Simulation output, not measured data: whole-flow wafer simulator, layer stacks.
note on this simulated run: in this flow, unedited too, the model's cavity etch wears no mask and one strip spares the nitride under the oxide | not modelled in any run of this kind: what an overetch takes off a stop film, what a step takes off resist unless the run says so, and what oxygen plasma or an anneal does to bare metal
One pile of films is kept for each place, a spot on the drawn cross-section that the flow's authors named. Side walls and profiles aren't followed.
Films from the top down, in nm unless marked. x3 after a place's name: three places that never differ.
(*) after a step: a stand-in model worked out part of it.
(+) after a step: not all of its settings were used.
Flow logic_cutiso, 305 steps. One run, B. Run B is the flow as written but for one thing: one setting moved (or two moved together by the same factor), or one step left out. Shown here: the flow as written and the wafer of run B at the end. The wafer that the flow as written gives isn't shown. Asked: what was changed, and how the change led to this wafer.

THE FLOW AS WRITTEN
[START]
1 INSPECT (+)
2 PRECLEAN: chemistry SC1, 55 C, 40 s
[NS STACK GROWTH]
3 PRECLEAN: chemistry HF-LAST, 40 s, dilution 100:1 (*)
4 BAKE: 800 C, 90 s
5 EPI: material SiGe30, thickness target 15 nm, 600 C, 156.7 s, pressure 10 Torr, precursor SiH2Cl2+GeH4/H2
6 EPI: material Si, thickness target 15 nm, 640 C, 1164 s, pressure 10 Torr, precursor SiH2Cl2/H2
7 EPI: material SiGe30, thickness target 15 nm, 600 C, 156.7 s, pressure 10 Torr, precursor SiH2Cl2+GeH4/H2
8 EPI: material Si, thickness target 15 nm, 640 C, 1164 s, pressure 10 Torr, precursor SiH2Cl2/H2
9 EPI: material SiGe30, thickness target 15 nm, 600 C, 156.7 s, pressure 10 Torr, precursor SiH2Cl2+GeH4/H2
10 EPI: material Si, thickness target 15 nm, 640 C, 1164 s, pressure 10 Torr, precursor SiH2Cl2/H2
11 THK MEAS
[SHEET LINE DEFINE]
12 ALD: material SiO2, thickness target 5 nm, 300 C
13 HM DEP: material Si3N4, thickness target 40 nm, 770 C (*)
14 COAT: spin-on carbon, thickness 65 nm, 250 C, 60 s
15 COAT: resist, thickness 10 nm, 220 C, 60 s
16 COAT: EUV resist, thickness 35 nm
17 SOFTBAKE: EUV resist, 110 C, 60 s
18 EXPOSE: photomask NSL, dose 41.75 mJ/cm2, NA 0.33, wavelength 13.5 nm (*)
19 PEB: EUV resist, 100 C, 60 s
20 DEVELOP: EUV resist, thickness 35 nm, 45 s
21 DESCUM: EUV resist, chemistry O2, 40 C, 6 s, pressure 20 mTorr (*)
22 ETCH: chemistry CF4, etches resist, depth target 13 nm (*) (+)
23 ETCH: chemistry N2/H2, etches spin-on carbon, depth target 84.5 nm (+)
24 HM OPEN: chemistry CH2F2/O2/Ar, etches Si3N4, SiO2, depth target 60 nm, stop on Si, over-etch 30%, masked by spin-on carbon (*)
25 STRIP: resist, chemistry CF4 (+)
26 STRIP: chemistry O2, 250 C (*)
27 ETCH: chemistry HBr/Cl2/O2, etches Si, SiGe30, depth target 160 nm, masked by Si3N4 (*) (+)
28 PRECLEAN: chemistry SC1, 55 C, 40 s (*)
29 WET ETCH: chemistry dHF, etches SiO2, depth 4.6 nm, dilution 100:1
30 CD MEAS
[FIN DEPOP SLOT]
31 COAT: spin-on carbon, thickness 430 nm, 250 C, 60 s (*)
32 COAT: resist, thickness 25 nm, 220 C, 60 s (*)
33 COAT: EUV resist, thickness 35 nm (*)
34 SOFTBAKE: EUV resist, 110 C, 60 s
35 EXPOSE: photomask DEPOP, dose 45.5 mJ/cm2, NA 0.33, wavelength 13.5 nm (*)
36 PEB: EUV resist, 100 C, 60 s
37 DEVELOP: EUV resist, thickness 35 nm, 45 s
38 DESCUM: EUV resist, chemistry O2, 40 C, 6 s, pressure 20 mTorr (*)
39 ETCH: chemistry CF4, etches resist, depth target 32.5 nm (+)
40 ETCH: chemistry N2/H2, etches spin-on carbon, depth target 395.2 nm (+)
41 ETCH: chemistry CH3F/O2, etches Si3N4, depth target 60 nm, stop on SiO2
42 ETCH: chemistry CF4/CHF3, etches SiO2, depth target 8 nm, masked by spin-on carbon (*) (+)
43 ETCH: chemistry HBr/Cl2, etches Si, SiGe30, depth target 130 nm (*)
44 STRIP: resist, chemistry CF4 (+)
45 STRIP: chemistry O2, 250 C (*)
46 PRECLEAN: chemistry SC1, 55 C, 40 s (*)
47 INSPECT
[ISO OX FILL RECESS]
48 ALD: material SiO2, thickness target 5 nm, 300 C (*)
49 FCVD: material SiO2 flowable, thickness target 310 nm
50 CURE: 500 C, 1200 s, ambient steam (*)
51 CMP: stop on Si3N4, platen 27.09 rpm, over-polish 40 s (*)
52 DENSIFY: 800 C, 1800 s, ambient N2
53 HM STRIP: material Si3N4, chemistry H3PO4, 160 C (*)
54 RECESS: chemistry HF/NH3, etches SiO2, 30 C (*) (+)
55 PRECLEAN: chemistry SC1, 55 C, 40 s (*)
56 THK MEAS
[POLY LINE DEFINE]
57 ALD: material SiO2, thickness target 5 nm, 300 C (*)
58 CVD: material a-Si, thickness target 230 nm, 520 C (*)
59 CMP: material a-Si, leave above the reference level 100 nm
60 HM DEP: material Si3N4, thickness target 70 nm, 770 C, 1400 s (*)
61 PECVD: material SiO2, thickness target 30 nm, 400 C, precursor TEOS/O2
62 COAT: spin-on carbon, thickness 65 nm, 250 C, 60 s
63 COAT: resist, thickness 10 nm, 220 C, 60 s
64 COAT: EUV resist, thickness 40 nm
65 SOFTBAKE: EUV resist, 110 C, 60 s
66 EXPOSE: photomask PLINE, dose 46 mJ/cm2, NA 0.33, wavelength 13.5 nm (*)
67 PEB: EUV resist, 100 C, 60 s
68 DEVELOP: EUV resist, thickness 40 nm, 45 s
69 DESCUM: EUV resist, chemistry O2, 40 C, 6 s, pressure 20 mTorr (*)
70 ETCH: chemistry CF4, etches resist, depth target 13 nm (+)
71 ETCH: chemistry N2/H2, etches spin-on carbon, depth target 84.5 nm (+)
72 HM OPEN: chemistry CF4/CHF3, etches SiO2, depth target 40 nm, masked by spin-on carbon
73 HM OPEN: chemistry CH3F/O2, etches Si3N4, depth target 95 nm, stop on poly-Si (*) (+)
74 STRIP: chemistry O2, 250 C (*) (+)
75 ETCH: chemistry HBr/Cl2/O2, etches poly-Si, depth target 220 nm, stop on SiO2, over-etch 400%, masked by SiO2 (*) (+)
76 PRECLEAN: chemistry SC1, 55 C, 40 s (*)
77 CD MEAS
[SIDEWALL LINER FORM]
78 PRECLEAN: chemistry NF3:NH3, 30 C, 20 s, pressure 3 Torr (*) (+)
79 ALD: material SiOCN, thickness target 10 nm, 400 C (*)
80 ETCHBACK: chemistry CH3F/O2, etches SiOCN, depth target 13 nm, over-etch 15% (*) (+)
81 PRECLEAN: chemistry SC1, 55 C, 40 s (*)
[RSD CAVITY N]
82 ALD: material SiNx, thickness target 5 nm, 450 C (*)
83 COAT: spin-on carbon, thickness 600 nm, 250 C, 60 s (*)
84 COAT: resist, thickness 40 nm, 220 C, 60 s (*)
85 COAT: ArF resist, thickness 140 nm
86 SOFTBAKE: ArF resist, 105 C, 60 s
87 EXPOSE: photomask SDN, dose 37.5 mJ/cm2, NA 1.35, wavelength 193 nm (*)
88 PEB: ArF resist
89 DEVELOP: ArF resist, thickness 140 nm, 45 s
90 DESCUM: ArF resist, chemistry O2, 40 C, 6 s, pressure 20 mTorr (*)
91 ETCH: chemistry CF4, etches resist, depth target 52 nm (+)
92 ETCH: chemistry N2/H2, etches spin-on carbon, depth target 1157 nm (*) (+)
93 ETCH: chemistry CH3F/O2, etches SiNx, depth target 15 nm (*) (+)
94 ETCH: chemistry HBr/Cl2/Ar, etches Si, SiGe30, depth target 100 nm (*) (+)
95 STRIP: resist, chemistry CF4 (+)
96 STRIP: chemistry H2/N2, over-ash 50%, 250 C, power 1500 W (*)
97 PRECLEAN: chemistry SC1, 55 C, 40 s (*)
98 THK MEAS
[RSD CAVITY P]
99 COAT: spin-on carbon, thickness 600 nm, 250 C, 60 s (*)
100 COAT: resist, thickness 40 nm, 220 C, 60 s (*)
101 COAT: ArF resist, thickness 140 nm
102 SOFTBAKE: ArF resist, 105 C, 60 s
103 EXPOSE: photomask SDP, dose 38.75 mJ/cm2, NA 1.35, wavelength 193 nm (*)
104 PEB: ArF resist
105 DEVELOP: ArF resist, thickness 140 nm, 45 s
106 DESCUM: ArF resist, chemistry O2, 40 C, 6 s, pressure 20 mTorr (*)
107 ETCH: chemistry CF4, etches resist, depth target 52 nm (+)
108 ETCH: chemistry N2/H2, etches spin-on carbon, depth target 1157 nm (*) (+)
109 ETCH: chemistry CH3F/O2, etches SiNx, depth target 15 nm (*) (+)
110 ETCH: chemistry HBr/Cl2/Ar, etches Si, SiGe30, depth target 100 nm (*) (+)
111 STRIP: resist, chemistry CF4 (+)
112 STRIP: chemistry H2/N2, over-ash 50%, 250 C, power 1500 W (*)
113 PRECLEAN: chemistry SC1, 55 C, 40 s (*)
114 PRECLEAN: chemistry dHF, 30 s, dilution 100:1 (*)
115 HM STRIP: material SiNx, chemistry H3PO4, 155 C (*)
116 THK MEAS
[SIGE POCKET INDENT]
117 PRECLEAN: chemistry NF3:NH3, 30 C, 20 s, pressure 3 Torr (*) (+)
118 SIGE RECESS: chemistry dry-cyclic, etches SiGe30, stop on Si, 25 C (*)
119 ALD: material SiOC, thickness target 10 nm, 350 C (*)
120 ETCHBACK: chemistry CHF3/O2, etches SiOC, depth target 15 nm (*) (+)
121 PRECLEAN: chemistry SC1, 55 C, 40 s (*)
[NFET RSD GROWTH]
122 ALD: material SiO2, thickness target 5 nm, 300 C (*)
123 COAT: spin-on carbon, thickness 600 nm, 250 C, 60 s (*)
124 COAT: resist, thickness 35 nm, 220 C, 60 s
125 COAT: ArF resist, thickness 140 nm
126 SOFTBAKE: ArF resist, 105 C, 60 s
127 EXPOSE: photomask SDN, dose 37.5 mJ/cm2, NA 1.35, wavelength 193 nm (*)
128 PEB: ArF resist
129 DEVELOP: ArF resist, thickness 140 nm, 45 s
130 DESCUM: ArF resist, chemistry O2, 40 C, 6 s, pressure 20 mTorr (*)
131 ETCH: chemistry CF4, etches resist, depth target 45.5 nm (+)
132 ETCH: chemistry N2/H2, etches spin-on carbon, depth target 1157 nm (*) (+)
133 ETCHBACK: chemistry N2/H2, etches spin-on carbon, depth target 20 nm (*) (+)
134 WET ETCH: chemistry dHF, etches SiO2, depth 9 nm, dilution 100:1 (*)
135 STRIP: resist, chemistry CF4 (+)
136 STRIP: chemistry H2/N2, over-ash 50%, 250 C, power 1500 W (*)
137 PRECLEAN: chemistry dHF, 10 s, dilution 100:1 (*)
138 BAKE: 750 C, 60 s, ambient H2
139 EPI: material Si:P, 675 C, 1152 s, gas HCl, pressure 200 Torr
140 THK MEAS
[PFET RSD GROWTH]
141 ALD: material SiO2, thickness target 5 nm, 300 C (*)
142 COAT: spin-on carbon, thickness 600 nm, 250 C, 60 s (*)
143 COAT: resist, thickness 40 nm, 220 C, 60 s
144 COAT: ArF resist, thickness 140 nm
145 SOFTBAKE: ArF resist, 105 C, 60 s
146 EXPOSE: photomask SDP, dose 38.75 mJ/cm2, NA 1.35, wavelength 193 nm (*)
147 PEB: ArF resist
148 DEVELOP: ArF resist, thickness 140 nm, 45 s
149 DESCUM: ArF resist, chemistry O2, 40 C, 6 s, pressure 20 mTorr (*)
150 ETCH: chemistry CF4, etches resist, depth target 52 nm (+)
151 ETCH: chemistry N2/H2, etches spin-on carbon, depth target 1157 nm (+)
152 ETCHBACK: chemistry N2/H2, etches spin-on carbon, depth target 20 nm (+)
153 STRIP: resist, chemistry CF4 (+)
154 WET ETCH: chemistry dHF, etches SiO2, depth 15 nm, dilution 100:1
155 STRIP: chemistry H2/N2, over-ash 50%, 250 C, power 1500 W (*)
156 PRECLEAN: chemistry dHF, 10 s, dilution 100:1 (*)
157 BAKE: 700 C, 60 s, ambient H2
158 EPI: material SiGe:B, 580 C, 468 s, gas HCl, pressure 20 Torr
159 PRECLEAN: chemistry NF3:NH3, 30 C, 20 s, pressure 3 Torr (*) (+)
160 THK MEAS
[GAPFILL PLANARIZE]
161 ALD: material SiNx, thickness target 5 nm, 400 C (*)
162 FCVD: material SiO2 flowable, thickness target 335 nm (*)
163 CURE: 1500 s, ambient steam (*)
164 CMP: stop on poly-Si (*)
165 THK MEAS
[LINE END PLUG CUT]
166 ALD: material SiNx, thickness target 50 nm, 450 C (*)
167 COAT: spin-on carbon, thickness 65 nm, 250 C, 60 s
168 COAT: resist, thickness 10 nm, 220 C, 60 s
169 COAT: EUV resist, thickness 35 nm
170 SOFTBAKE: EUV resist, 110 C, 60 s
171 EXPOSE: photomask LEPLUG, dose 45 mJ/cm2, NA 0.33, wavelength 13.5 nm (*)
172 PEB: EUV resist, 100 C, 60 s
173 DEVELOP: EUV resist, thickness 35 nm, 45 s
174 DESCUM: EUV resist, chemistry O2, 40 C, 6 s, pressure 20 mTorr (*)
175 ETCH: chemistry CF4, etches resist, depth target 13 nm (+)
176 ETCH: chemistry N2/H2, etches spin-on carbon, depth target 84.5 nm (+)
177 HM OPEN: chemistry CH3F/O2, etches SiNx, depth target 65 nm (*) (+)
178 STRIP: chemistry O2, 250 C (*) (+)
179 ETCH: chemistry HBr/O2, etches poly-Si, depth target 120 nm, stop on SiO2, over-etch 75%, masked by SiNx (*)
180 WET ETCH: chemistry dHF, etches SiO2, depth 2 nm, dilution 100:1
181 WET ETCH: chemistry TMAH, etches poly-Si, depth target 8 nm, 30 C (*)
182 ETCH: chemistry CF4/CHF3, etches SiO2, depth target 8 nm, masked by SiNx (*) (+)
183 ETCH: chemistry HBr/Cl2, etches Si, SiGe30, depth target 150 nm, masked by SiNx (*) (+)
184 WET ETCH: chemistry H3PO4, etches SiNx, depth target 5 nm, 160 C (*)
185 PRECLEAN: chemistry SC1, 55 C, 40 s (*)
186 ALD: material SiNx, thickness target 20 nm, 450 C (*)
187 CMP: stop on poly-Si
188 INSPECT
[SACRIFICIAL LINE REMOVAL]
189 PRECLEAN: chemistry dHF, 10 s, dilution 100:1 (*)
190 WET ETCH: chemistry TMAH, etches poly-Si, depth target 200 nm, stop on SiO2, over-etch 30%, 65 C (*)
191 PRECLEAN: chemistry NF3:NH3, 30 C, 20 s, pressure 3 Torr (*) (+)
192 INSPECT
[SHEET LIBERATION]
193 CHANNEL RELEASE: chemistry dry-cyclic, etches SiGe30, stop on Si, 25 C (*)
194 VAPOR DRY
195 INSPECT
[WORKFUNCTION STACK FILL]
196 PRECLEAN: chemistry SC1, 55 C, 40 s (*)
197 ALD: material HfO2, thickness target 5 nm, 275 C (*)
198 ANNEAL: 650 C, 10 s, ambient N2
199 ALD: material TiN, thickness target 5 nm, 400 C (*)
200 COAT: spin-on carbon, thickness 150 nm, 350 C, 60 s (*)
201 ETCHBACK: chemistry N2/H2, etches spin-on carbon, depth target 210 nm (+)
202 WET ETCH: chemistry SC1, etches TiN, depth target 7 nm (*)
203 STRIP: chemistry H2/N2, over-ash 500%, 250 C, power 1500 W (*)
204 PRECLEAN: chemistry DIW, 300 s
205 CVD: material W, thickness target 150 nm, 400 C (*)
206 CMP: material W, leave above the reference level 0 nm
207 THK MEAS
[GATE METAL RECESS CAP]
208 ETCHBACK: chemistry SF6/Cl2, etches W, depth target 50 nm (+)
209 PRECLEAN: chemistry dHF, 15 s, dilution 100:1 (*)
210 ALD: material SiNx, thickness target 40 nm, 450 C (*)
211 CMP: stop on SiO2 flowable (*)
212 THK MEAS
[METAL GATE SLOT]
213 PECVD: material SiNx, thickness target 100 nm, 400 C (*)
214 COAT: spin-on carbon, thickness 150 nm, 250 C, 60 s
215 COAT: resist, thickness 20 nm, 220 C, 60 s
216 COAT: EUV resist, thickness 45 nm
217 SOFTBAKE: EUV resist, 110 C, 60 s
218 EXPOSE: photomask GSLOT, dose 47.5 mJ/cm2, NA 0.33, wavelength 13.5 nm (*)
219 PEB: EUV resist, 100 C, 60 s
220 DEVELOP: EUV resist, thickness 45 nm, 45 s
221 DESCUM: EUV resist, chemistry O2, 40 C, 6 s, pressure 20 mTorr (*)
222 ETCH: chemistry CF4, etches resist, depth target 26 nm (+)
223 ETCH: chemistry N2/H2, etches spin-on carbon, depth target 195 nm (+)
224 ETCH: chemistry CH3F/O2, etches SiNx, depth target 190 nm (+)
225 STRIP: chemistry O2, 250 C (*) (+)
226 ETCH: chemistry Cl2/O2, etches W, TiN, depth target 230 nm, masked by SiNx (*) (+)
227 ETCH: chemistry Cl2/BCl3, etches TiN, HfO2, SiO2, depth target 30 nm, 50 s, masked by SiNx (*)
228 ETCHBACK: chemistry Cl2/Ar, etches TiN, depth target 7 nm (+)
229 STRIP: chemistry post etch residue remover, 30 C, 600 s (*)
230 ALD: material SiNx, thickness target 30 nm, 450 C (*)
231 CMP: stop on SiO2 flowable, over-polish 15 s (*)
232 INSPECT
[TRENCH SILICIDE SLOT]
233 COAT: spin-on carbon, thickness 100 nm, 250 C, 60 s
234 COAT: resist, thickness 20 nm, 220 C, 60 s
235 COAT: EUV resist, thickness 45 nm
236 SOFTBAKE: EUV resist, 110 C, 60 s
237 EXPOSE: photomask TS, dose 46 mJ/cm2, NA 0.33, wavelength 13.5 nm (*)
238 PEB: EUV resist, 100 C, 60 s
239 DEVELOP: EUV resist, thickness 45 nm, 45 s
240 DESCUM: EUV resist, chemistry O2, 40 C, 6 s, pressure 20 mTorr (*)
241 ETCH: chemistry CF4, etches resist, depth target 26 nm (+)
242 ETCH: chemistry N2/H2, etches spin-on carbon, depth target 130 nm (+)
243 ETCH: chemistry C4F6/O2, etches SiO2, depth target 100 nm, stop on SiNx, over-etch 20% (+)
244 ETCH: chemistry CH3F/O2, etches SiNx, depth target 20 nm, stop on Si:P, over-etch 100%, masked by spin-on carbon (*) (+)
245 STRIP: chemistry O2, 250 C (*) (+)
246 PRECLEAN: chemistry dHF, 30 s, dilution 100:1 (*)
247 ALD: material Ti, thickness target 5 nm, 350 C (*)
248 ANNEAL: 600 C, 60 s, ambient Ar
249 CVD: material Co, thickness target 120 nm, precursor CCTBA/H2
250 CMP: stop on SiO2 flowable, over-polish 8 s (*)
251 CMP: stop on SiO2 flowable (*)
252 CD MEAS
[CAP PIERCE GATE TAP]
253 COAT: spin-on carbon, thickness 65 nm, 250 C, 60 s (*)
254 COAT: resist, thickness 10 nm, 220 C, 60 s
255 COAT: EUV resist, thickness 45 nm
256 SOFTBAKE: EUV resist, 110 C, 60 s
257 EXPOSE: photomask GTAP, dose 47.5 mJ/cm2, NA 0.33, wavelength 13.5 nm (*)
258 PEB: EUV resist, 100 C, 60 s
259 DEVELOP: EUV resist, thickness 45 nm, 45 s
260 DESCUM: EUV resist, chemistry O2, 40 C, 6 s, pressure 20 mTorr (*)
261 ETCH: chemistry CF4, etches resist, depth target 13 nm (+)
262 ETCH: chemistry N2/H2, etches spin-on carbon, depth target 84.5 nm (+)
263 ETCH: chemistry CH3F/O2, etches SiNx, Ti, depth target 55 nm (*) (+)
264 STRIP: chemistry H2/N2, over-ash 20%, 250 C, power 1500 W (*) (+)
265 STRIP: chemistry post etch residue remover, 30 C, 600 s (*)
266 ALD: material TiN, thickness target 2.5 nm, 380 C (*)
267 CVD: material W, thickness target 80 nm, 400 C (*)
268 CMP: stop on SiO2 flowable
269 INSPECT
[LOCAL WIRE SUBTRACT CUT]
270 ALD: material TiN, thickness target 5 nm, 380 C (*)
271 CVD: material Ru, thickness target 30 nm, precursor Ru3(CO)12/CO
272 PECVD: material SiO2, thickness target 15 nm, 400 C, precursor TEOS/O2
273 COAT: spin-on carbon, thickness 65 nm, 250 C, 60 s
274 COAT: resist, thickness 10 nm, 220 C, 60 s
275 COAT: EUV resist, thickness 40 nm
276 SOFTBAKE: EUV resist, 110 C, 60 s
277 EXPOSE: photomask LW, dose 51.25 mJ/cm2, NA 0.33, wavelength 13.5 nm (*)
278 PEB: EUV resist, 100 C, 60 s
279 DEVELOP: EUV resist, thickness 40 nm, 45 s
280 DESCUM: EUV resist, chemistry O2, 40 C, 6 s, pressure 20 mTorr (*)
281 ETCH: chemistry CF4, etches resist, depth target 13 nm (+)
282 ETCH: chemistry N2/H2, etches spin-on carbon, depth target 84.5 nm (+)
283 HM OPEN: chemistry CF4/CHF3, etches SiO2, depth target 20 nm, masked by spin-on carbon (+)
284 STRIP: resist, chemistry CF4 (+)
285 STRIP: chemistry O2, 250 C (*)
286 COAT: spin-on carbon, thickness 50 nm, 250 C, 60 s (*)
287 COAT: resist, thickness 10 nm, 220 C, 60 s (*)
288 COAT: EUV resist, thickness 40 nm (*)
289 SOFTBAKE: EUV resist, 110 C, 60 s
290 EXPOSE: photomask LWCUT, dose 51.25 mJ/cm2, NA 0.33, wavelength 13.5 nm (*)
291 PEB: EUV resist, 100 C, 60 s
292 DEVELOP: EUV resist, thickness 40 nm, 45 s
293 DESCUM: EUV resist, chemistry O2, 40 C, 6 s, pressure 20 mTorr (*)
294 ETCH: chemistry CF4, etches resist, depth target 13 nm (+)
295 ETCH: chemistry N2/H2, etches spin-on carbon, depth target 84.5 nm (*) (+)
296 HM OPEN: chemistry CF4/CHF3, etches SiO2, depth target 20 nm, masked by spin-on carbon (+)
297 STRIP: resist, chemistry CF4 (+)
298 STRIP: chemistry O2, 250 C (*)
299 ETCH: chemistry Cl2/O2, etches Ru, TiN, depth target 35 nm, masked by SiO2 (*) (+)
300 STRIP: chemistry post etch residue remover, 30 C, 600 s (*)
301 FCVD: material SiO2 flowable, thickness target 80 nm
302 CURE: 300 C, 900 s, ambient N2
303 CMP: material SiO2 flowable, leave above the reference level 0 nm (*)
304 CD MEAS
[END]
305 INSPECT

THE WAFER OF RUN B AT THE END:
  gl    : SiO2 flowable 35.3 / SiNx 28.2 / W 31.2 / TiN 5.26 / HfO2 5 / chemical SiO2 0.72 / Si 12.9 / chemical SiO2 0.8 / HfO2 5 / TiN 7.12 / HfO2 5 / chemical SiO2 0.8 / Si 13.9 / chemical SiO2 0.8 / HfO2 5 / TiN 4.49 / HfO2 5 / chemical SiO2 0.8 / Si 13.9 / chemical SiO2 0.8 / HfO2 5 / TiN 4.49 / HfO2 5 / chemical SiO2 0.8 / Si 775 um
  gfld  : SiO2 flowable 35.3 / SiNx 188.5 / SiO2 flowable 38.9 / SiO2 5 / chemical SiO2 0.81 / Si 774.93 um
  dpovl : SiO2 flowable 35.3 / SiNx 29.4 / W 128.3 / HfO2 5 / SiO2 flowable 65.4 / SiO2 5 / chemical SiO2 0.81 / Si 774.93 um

The cause: step 9, EPI: 184.1 s was run, where the flow has 156.7 s.

How the change led to this, step by step:
  9 EPI: material SiGe30, thickness target 15 nm, 600 C, 156.7 s, pressure 10 Torr, precursor SiH2Cl2+GeH4/H2
      depop, dpovl, gfld and 19 more: SiGe30 +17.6 (new film) (as written it would be: SiGe30 +15 (new film))
  27 ETCH: chemistry HBr/Cl2/O2, etches Si, SiGe30, depth target 160 nm, masked by Si3N4 (*) (+)
      gfld, gxf, iso, lnri: chemical SiO2 -0.79 (all of it), Si -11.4 (all of it), SiGe30 -17.6 (all of it), Si -15 (all of it), SiGe30 -15 (all of it), Si -15 (all of it), SiGe30 -15 (all of it), Si -71 (as written it would be: chemical SiO2 -0.79 (all of it), Si -11.4 (all of it), SiGe30 -15 (all of it), Si -15 (all of it), SiGe30 -15 (all of it), Si -15 (all of it), SiGe30 -15 (all of it), Si -73.6)
      dpovl, nsgap: chemical SiO2 -0.79 (all of it), Si -11.8 (all of it), SiGe30 -17.6 (all of it), Si -15 (all of it), SiGe30 -15 (all of it), Si -15 (all of it), SiGe30 -15 (all of it), Si -70.6 (as written it would be: chemical SiO2 -0.79 (all of it), Si -11.8 (all of it), SiGe30 -15 (all of it), Si -15 (all of it), SiGe30 -15 (all of it), Si -15 (all of it), SiGe30 -15 (all of it), Si -73.2)
      (and at 1 more place)
  43 ETCH: chemistry HBr/Cl2, etches Si, SiGe30, depth target 130 nm (*)
      depop: Si -14 (all of it), SiGe30 -17.6 (all of it), Si -15 (all of it), SiGe30 -15 (all of it), Si -15 (all of it), SiGe30 -15 (all of it), Si -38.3 (as written it would be: Si -14 (all of it), SiGe30 -15 (all of it), Si -15 (all of it), SiGe30 -15 (all of it), Si -15 (all of it), SiGe30 -15 (all of it), Si -41)
  94 ETCH: chemistry HBr/Cl2/Ar, etches Si, SiGe30, depth target 100 nm (*) (+)
      rsdn, rsdx: chemical SiO2 -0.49 (all of it), Si -12.8 (all of it), SiGe30 -17.6 (all of it), Si -15 (all of it), SiGe30 -15 (all of it), Si -15 (all of it), SiGe30 -15 (all of it), Si -9.54 (as written it would be: chemical SiO2 -0.49 (all of it), Si -12.8 (all of it), SiGe30 -15 (all of it), Si -15 (all of it), SiGe30 -15 (all of it), Si -15 (all of it), SiGe30 -15 (all of it), Si -12.2)
  110 ETCH: chemistry HBr/Cl2/Ar, etches Si, SiGe30, depth target 100 nm (*) (+)
      rsdp, rsdw: chemical SiO2 -0.49 (all of it), Si -12.8 (all of it), SiGe30 -17.6 (all of it), Si -15 (all of it), SiGe30 -15 (all of it), Si -15 (all of it), SiGe30 -15 (all of it), Si -9.54 (as written it would be: chemical SiO2 -0.49 (all of it), Si -12.8 (all of it), SiGe30 -15 (all of it), Si -15 (all of it), SiGe30 -15 (all of it), Si -15 (all of it), SiGe30 -15 (all of it), Si -12.2)
  118 SIGE RECESS: chemistry dry-cyclic, etches SiGe30, stop on Si, 25 C (*)
      lnr, lnrp, lnrt: SiOCN -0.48, Si -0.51, cavity +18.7 (new film), SiGe30 -17.6 (all of it), Si -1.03, cavity +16 (new film), SiGe30 -15 (all of it), Si -1.03, cavity +16 (new film), SiGe30 -15 (all of it), Si -0.51 (as written it would be: SiOCN -0.48, Si -0.51, cavity +16 (new film), SiGe30 -15 (all of it), Si -1.03, cavity +16 (new film), SiGe30 -15 (all of it), Si -1.03, cavity +16 (new film), SiGe30 -15 (all of it), Si -0.51)
  119 ALD: material SiOC, thickness target 10 nm, 350 C (*)
      lnr, lnrp, lnrt: SiOC +10 (new film), SiOC +18.7 (new film), cavity -18.7 (all of it), SiOC +16 (new film), cavity -16 (all of it), SiOC +16 (new film), cavity -16 (all of it) (as written it would be: SiOC +10 (new film), SiOC +16 (new film), cavity -16 (all of it), SiOC +16 (new film), cavity -16 (all of it), SiOC +16 (new film), cavity -16 (all of it))
  183 ETCH: chemistry HBr/Cl2, etches Si, SiGe30, depth target 150 nm, masked by SiNx (*) (+)
      plug: Si -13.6 (all of it), SiGe30 -17.6 (all of it), Si -15 (all of it), SiGe30 -15 (all of it), Si -15 (all of it), SiGe30 -15 (all of it), Si -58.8 (as written it would be: Si -13.6 (all of it), SiGe30 -15 (all of it), Si -15 (all of it), SiGe30 -15 (all of it), Si -15 (all of it), SiGe30 -15 (all of it), Si -61.4)
  193 CHANNEL RELEASE: chemistry dry-cyclic, etches SiGe30, stop on Si, 25 C (*)
      gl, glp, gxn, gxp, ns, tap: chemical SiO2 +0.8 (new film), Si -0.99, chemical SiO2 +0.8 (new film), cavity +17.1 (new film), chemical SiO2 +0.8 (new film), SiGe30 -17.6 (all of it), Si -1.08, chemical SiO2 +0.8 (new film), cavity +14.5 (new film), chemical SiO2 +0.8 (new film), SiGe30 -15 (all of it), Si -1.08, chemical SiO2 +0.8 (new film), cavity +14.5 (new film), chemical SiO2 +0.8 (new film), SiGe30 -15 (all of it), Si -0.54 (as written it would be: chemical SiO2 +0.8 (new film), Si -0.99, chemical SiO2 +0.8 (new film), cavity +14.5 (new film), chemical SiO2 +0.8 (new film), SiGe30 -15 (all of it), Si -1.08, chemical SiO2 +0.8 (new film), cavity +14.5 (new film), chemical SiO2 +0.8 (new film), SiGe30 -15 (all of it), Si -1.08, chemical SiO2 +0.8 (new film), cavity +14.5 (new film), chemical SiO2 +0.8 (new film), SiGe30 -15 (all of it), Si -0.54)
  199 ALD: material TiN, thickness target 5 nm, 400 C (*)
      gl, glp, tap: TiN +5.26 (new film), TiN +7.12 (new film), cavity -7.12 (all of it), TiN +4.49 (new film), cavity -4.49 (all of it), TiN +4.49 (new film), cavity -4.49 (all of it) (as written it would be: TiN +5.26 (new film), TiN +4.49 (new film), cavity -4.49 (all of it), TiN +4.49 (new film), cavity -4.49 (all of it), TiN +4.49 (new film), cavity -4.49 (all of it))
      gxn, gxp, ns: TiN +5 (new film), TiN +7.12 (new film), cavity -7.12 (all of it), TiN +4.49 (new film), cavity -4.49 (all of it), TiN +4.49 (new film), cavity -4.49 (all of it) (as written it would be: TiN +5 (new film), TiN +4.49 (new film), cavity -4.49 (all of it), TiN +4.49 (new film), cavity -4.49 (all of it), TiN +4.49 (new film), cavity -4.49 (all of it))
